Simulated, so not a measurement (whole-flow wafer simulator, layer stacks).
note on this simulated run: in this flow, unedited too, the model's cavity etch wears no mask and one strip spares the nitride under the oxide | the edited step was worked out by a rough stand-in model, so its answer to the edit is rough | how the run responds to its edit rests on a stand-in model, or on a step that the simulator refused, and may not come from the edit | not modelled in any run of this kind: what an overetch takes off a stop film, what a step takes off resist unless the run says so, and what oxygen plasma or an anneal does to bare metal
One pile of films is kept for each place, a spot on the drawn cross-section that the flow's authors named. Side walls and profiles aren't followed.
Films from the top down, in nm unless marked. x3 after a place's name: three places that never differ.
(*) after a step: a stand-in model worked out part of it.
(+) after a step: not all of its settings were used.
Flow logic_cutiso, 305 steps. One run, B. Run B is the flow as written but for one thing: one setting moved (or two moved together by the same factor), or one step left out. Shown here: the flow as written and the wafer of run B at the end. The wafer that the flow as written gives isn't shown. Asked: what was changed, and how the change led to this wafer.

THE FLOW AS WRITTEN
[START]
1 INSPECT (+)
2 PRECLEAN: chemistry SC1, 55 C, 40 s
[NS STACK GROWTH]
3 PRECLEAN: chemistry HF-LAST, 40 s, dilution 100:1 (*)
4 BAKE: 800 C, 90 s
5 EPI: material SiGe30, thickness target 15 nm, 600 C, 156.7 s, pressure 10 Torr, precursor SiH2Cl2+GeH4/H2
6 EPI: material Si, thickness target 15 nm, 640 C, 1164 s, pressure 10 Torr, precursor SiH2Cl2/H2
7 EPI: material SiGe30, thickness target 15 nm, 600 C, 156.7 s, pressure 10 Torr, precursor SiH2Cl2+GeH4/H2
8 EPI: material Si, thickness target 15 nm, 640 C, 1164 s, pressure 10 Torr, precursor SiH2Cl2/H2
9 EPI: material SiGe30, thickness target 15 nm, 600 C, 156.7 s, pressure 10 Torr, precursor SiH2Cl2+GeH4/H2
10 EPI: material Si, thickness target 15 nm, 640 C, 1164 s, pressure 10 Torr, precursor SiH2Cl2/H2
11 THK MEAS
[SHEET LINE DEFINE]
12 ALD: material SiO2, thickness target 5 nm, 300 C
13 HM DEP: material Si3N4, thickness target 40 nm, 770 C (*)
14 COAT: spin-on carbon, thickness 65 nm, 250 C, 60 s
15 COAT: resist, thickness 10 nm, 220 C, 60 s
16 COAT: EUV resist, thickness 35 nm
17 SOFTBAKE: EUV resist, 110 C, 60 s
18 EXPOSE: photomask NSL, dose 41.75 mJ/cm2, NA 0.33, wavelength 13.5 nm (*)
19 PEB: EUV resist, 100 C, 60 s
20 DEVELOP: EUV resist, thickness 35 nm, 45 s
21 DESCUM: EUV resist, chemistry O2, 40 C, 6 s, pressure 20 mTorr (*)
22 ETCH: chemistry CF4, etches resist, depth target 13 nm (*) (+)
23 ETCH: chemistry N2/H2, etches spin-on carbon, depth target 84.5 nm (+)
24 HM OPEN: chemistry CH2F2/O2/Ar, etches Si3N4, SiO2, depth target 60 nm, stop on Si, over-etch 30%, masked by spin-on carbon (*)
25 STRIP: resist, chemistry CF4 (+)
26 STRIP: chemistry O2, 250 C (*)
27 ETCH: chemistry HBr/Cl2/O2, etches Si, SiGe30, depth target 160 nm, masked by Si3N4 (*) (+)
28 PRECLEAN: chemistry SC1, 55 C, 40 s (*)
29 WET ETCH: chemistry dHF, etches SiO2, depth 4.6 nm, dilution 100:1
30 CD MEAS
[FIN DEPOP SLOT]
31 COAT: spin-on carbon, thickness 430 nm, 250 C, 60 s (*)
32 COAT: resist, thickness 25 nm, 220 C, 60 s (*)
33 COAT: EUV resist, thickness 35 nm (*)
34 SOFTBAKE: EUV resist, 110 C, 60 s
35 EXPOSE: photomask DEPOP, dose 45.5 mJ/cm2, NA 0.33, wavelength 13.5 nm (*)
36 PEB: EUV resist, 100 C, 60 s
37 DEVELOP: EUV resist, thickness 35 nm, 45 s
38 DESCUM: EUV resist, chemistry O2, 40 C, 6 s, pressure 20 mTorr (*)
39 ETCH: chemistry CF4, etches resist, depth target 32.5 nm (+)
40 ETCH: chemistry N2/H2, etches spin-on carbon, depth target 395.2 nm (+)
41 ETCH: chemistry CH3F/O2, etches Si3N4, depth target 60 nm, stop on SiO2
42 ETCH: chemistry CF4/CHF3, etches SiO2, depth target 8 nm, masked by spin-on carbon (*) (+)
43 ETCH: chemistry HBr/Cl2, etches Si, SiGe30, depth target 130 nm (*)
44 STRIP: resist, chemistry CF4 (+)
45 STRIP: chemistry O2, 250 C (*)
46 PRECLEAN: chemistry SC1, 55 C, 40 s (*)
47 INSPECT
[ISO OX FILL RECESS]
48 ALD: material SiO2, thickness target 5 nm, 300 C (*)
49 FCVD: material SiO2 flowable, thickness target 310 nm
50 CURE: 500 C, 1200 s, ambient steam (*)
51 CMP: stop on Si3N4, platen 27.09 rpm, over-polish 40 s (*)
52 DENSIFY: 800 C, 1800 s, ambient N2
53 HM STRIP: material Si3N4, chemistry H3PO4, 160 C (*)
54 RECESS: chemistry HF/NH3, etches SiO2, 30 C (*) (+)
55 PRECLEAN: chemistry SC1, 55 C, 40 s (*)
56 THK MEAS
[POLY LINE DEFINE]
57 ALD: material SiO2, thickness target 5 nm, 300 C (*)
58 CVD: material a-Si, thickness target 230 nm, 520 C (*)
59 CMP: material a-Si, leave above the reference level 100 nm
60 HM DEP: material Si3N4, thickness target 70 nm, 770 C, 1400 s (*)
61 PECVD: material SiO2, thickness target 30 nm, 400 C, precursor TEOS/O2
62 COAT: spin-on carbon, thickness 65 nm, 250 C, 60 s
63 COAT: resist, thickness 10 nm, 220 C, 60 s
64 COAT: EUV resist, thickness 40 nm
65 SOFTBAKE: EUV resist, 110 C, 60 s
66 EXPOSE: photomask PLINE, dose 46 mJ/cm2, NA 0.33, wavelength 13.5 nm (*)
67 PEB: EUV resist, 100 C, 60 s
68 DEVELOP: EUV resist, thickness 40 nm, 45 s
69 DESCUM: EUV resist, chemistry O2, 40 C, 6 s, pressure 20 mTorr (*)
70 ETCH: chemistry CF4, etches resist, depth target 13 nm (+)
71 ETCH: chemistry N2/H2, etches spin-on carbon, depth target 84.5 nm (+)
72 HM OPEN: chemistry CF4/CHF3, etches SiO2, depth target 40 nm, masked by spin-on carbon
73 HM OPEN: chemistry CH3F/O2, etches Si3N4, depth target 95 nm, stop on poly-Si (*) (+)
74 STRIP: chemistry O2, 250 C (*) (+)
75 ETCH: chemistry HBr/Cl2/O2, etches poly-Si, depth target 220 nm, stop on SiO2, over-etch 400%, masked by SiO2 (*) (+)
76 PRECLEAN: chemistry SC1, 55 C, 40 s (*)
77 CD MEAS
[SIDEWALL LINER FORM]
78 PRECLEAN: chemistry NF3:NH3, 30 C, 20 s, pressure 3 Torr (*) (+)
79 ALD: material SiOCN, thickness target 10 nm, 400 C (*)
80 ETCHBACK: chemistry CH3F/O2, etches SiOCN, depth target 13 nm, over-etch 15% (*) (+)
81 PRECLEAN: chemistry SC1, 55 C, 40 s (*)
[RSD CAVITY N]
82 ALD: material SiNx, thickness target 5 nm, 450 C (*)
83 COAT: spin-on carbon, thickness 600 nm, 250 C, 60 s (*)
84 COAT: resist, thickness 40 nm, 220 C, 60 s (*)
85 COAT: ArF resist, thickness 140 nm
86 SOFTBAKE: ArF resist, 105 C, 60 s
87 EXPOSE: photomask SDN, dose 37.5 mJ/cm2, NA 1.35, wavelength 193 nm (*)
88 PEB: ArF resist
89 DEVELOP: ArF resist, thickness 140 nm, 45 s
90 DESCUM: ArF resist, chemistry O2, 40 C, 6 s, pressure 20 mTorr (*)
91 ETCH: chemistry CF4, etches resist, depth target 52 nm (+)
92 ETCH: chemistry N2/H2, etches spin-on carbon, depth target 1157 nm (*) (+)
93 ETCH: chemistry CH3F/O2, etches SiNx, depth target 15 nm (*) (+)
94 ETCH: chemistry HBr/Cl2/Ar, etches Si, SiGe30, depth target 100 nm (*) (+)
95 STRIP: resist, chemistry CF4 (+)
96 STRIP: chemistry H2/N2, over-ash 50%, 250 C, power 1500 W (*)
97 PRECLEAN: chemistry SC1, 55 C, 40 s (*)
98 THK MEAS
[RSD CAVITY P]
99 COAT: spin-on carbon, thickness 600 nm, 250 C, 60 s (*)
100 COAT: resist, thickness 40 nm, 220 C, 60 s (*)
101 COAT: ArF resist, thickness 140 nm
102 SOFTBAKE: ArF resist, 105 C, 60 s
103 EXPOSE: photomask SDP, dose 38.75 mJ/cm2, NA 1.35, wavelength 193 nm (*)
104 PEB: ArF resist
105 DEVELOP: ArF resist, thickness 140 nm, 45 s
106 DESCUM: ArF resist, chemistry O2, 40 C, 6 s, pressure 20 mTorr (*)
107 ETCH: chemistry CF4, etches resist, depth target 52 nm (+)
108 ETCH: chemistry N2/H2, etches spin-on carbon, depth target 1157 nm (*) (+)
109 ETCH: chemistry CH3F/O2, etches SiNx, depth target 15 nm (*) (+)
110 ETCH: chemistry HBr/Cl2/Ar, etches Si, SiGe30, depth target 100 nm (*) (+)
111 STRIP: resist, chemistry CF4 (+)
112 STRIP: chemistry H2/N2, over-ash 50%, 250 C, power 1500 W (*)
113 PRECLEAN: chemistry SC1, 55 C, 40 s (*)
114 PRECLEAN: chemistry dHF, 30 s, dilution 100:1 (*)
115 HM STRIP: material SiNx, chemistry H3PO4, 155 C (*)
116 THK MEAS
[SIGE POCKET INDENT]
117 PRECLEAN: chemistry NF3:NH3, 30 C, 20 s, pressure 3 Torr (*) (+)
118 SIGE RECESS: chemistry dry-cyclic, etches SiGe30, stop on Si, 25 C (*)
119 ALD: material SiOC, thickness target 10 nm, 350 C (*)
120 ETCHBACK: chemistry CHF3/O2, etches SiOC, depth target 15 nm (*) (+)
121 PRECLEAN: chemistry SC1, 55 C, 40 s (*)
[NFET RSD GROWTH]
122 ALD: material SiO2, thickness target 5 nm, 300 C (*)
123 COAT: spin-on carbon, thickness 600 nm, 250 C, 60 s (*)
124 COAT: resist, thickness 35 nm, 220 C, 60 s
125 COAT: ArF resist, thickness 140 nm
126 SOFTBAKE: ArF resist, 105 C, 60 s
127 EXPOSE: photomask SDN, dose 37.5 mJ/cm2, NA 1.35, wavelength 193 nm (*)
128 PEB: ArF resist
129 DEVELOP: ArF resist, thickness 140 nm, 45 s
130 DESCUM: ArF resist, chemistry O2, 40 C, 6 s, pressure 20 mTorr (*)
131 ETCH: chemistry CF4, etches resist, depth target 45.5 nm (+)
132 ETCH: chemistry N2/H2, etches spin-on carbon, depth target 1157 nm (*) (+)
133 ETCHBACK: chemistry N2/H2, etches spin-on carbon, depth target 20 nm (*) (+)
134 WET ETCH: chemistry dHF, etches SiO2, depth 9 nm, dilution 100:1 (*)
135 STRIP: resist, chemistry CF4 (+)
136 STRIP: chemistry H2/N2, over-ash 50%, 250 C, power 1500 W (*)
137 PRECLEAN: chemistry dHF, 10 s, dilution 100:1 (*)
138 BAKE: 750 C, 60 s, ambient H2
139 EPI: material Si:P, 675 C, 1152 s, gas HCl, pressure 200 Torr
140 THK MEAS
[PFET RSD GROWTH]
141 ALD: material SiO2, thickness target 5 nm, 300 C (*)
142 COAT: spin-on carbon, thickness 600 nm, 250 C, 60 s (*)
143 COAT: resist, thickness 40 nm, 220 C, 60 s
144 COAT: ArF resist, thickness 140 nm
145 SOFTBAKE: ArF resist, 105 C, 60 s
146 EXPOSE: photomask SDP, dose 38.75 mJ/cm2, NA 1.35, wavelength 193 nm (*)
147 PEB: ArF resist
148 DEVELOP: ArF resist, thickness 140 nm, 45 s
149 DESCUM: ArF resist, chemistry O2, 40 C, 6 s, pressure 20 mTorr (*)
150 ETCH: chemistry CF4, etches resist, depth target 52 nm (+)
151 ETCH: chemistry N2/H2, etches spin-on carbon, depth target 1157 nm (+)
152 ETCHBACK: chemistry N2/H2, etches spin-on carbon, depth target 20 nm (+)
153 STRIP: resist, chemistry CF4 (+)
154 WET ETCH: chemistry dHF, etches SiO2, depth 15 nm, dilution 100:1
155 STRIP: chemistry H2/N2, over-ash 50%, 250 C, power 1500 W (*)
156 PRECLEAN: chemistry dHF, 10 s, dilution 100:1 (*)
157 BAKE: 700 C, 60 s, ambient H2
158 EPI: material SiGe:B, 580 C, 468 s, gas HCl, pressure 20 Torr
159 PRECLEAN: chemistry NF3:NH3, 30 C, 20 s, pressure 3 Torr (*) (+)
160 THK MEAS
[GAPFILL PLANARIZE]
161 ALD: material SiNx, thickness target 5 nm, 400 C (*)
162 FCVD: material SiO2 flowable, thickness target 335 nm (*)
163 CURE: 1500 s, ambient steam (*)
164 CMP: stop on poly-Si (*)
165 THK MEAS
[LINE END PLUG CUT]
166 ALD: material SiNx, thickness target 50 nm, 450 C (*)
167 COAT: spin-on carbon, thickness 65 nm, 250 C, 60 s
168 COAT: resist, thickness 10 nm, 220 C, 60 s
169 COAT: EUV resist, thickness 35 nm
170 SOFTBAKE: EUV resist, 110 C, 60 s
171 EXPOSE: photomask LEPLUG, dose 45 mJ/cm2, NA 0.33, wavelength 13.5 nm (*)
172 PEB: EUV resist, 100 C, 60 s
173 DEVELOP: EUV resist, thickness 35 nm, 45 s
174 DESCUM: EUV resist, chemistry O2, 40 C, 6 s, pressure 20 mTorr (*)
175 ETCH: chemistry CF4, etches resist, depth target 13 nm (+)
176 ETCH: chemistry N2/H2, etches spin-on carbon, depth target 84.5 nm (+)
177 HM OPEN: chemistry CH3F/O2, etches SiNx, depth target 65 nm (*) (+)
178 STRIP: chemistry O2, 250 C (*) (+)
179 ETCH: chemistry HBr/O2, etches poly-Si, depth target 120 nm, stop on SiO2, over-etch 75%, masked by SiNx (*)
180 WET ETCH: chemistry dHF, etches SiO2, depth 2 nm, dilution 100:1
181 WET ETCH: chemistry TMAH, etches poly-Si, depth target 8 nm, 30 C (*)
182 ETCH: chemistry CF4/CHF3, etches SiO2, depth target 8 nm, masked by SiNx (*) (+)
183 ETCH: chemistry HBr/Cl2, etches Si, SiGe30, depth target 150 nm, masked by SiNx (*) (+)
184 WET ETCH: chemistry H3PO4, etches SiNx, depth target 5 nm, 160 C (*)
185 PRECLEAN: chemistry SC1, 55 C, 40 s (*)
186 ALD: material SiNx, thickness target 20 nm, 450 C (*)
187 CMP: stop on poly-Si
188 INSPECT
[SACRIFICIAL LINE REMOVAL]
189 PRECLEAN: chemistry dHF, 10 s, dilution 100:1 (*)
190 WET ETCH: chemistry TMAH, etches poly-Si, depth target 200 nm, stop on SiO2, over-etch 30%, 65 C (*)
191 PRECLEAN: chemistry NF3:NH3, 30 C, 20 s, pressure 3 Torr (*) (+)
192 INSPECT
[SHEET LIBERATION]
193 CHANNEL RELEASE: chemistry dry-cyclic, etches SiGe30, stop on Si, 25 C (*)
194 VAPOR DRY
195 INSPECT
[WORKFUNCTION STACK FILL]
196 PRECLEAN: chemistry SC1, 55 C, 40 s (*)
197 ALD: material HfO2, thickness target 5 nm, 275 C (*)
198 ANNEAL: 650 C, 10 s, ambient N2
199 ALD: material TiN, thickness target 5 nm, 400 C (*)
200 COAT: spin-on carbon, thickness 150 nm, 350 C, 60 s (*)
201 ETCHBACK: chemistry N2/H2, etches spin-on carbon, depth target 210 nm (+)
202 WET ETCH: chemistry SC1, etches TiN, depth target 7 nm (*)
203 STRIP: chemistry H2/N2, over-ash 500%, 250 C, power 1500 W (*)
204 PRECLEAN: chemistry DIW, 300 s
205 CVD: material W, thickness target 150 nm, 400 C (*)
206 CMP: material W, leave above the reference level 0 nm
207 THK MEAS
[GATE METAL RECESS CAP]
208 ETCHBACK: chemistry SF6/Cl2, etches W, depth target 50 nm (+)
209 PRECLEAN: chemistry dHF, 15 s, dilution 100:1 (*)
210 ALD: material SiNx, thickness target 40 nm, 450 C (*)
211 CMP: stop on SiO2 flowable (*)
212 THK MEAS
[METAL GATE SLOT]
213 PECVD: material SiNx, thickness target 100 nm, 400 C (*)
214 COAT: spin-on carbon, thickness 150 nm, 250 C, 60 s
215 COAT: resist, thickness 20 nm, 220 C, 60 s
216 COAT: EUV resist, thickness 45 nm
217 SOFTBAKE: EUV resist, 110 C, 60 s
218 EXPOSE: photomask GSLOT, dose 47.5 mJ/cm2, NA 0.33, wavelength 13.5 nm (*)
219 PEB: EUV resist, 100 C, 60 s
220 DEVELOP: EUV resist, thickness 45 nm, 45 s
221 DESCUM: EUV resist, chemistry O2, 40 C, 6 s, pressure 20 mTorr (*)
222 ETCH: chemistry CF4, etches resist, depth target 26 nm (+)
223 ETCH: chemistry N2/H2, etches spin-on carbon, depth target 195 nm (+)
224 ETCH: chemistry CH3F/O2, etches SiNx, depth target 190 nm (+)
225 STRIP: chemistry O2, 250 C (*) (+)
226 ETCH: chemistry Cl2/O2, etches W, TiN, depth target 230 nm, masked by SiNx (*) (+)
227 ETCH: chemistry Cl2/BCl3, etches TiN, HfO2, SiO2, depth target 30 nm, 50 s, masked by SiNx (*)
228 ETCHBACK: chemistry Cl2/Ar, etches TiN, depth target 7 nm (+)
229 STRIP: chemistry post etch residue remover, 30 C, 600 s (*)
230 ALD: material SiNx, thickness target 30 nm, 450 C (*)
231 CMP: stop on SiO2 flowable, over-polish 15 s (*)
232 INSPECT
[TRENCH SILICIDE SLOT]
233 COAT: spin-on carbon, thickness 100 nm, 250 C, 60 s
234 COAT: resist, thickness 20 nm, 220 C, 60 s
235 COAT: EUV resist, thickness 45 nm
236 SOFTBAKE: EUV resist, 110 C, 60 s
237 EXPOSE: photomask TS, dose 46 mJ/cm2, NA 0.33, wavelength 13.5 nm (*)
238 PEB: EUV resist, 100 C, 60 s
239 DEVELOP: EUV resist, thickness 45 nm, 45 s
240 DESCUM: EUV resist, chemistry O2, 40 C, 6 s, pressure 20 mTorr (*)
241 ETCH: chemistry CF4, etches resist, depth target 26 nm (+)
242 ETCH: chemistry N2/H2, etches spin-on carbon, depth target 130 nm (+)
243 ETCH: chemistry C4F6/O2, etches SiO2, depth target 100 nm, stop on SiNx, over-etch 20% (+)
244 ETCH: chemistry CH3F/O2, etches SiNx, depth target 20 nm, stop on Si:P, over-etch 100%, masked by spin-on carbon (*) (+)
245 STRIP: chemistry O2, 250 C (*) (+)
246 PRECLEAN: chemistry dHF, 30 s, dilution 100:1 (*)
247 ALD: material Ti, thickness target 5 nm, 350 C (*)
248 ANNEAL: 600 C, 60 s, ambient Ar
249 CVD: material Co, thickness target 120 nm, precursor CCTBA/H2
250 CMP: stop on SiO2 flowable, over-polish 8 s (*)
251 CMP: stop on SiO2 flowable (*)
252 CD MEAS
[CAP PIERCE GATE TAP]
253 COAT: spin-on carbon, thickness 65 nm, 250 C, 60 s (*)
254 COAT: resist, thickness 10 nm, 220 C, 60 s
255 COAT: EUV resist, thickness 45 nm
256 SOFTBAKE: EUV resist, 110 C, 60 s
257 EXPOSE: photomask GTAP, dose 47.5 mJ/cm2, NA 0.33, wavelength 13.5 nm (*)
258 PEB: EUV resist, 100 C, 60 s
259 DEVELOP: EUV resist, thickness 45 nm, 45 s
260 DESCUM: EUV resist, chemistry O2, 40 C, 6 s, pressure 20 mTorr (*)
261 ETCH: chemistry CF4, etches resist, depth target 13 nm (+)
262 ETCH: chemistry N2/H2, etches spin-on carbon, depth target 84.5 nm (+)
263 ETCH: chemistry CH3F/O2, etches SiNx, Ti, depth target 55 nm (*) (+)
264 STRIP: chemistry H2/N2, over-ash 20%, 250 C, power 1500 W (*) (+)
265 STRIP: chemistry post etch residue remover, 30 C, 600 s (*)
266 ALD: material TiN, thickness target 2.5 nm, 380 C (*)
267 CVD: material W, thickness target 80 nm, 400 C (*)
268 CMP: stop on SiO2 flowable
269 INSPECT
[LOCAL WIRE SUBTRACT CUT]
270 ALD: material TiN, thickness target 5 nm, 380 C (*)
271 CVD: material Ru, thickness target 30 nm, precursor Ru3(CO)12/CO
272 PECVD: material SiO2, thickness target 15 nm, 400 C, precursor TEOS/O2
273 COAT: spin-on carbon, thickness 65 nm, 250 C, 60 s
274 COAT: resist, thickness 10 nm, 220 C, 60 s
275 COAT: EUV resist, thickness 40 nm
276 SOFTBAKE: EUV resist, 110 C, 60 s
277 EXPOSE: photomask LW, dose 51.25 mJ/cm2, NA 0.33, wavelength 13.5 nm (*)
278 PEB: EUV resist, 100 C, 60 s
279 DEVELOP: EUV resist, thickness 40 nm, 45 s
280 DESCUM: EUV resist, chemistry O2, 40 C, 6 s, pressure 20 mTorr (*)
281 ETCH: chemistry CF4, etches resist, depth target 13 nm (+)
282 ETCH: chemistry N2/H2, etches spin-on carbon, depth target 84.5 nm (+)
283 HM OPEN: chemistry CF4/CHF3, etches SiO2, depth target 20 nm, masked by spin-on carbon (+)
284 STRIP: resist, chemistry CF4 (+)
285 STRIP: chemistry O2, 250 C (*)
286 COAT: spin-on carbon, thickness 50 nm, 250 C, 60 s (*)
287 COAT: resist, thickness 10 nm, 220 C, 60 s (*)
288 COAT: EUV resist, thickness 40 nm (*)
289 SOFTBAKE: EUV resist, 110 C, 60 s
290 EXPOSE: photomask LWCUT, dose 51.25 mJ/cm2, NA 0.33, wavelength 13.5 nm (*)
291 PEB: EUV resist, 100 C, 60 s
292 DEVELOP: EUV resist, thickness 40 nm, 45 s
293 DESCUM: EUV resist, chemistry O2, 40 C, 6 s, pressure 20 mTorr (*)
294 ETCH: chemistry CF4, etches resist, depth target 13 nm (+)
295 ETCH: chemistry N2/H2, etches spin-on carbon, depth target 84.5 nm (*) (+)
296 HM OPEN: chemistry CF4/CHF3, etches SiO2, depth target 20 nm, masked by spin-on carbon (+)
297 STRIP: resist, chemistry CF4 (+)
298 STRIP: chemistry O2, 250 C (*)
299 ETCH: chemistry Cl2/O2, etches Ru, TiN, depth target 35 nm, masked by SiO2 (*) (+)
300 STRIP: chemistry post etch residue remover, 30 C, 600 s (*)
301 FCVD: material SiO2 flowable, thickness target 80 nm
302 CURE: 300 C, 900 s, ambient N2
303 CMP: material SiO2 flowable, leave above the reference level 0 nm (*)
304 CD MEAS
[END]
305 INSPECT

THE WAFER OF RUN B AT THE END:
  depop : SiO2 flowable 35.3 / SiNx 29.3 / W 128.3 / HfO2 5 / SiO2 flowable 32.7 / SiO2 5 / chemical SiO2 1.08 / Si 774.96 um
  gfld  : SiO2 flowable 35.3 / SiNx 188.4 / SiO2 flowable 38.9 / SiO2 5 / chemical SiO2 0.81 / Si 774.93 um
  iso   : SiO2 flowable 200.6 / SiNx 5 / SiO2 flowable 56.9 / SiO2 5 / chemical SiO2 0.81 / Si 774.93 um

The cause: step 120, ETCHBACK: depth target 9.8 nm was run, where the flow has depth target 15 nm.

How the change led to this, step by step:
  120 ETCHBACK: chemistry CHF3/O2, etches SiOC, depth target 15 nm (*) (+)
      depop, dpovl, gfld, gxf, isow, ns, nsgap, plug: SiOC -10 (all of it) (as written it would be: SiOC -10 (all of it), SiO2 -5)
      lnr, lnri, lnrp, lnrt: SiOC -10 (all of it) (as written it would be: SiOC -10 (all of it), SiOCN -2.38)
      (and at 6 more places)
  122 ALD: material SiO2, thickness target 5 nm, 300 C (*)
      gl, glp, tap: SiO2 +5 (as written it would be: SiO2 +5 (new film))
      gxn: SiO2 +5 (new film) (as written it would be: SiO2 +6.76 (new film))
      (and at 1 more place)
  132 ETCH: chemistry N2/H2, etches spin-on carbon, depth target 1157 nm (*) (+)
      gl, tap: spin-on carbon -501 (all of it), SiO2 -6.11 (as written it would be: spin-on carbon -501.7 (all of it), SiO2 -5 (all of it), Si3N4 -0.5)
      gxn: spin-on carbon -499.8 (all of it), SiO2 -5 (all of it), SiOC -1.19 (all of it), SiO2 -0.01 (as written it would be: spin-on carbon -499.4 (all of it), SiO2 -6.06)
  133 ETCHBACK: chemistry N2/H2, etches spin-on carbon, depth target 20 nm (*) (+)
      gl, tap: SiO2 -1.11 (as written it would be: Si3N4 -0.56)
      gxn: SiO2 -1.11 (as written it would be: SiO2 -0.7 (all of it), Si3N4 -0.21)
  134 WET ETCH: chemistry dHF, etches SiO2, depth 9 nm, dilution 100:1 (*)
      gl, tap: SiO2 -1.95 (all of it), Si3N4 -0.21 (as written it would be: Si3N4 -0.34)
      gxn: SiO2 -3.09 (all of it), Si3N4 -0.18 (as written it would be: Si3N4 -0.34)
  141 ALD: material SiO2, thickness target 5 nm, 300 C (*)
      gxn: SiO2 +12 (new film) (as written it would be: SiO2 +10.1 (new film))
  153 STRIP: resist, chemistry CF4 (+)
      glp: SiO2 -5.47 (all of it) (as written it would be: SiO2 -1.36 (all of it))
      gxp: SiO2 -1.23 (all of it) (as written it would be: SiO2 -3.06 (all of it))
  159 PRECLEAN: chemistry NF3:NH3, 30 C, 20 s, pressure 3 Torr (*) (+)
      gxp: SiOC -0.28 (as written it would be: Si3N4 -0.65)
  164 CMP: stop on poly-Si (*)
      gxp: SiO2 flowable -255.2 (all of it), SiNx -5 (all of it), SiOC -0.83 (all of it), SiO2 -4.25 (all of it), Si3N4 -70 (all of it) (as written it would be: SiO2 flowable -256.8 (all of it), SiNx -5 (all of it), Si3N4 -69.2 (all of it))
      depop, dpovl, isow, ns, nsgap: SiO2 flowable -326.8 (all of it), SiNx -5 (all of it), SiO2 -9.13 (all of it), Si3N4 -70 (all of it) (as written it would be: SiO2 flowable -326.8 (all of it), SiNx -5 (all of it), SiO2 -4.13 (all of it), Si3N4 -70 (all of it))
      (and at 10 more places)
